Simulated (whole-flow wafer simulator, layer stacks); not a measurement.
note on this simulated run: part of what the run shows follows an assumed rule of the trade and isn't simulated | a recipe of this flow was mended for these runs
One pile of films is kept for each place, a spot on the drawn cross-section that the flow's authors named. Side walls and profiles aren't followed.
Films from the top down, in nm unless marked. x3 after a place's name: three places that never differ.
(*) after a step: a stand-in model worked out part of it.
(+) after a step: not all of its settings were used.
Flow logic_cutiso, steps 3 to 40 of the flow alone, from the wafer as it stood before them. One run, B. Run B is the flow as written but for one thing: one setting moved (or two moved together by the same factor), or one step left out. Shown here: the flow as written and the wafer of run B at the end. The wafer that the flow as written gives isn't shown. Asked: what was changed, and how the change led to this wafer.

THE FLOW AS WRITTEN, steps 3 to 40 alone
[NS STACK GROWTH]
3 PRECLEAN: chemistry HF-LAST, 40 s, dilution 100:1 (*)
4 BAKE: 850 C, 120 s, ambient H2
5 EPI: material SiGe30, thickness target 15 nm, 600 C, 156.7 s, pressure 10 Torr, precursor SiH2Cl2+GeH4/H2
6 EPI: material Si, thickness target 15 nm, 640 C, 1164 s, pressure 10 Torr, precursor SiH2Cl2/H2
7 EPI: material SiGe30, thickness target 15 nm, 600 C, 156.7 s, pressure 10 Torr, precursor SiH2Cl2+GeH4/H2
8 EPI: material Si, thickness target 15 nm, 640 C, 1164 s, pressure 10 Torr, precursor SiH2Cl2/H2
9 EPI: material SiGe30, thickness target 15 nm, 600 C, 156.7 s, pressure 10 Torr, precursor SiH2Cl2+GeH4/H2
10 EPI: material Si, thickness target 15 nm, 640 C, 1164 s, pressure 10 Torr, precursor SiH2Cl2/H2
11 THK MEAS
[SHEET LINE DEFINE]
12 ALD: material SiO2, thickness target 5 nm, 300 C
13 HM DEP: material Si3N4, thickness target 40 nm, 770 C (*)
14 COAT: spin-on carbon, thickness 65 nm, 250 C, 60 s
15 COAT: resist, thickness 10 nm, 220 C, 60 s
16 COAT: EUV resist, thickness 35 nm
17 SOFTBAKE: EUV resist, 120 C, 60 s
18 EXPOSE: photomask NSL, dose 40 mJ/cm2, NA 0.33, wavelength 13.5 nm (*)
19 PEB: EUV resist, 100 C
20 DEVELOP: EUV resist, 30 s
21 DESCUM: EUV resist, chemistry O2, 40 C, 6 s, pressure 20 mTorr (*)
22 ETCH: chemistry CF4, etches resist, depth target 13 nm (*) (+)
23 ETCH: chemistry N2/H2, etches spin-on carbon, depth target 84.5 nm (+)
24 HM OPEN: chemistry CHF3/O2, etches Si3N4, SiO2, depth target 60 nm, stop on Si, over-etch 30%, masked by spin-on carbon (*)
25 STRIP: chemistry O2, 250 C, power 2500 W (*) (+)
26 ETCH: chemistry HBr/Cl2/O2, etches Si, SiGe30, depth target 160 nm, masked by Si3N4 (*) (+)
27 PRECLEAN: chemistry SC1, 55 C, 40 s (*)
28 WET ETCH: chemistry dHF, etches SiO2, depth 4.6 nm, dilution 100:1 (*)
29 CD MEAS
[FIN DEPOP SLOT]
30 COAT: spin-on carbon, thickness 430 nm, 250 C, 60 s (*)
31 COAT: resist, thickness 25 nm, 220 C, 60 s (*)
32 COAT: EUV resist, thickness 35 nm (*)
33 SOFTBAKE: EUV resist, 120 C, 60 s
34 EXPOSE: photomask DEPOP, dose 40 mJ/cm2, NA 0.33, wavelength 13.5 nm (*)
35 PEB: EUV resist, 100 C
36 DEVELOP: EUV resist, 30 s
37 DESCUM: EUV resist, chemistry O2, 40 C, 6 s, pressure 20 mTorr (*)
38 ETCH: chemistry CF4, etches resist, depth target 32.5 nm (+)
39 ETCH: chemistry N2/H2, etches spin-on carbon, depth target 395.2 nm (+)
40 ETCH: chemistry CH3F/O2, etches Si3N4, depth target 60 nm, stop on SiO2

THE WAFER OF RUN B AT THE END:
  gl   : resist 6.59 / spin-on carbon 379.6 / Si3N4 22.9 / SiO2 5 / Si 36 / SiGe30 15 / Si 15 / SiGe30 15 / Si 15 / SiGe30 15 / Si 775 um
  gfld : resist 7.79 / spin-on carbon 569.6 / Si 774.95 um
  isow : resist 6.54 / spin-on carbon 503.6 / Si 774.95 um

The cause: step 10, EPI: thickness target 36 nm was run, where the flow has thickness target 15 nm; step 10, EPI: 2795 s was run, where the flow has 1164 s.
It can be read off the wafer: gl has Si 36, and step 10 as written asks for 15 nm.

How the change led to this, step by step:
  10 EPI: material Si, thickness target 15 nm, 640 C, 1164 s, pressure 10 Torr, precursor SiH2Cl2/H2
      depop, dpovl, gfld and 19 more: Si +36 (new film) (as written it would be: Si +15 (new film))
  26 ETCH: chemistry HBr/Cl2/O2, etches Si, SiGe30, depth target 160 nm, masked by Si3N4 (*) (+)
      dpovl, gfld, gxf, iso, isow, lnri, nsgap: chemical SiO2 -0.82 (all of it), Si -33 (all of it), SiGe30 -15 (all of it), Si -15 (all of it), SiGe30 -15 (all of it), Si -15 (all of it), SiGe30 -15 (all of it), Si -52 (as written it would be: chemical SiO2 -0.82 (all of it), Si -12 (all of it), SiGe30 -15 (all of it), Si -15 (all of it), SiGe30 -15 (all of it), Si -15 (all of it), SiGe30 -15 (all of it), Si -73)
